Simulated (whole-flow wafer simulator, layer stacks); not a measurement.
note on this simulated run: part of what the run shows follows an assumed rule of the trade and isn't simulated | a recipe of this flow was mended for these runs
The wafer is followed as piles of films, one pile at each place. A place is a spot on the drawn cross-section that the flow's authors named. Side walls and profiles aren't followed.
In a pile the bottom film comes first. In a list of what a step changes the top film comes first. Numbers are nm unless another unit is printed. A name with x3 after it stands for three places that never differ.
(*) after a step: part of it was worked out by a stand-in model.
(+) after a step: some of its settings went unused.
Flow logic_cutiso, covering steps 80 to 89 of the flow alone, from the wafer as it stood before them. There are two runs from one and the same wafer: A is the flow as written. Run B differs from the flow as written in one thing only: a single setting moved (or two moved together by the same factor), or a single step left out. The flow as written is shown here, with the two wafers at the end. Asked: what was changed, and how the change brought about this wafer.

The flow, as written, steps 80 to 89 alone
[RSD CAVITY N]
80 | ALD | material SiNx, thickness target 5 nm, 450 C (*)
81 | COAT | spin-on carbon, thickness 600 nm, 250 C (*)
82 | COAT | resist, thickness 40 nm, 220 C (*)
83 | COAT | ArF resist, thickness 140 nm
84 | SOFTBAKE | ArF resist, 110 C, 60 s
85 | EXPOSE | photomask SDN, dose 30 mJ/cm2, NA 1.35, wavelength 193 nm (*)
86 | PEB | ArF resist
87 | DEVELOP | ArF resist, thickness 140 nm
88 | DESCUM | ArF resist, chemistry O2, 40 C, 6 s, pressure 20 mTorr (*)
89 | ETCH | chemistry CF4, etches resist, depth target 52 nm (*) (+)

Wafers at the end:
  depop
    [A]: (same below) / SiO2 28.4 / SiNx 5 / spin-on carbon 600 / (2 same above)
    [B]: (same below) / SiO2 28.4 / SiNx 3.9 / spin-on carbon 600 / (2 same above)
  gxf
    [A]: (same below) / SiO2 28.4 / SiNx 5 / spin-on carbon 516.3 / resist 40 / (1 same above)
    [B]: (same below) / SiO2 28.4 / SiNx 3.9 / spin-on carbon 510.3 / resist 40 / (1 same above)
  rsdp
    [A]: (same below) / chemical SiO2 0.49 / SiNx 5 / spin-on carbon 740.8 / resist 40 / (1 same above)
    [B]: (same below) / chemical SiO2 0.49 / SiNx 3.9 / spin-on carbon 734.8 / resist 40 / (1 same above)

What caused this: step 80, ALD: thickness target 3.9 nm was run, though the flow has thickness target 5 nm.
One can read it off the wafer: depop has SiNx 3.9, and step 80 as written asks for 5 nm.

How this came from the change, step by step:
  80 | ALD | material SiNx, thickness target 5 nm, 450 C (*)
      depop, dpovl x3, gfld and 17 more: A SiNx gains 5 (new film) | B SiNx gains 3.9 (new film)
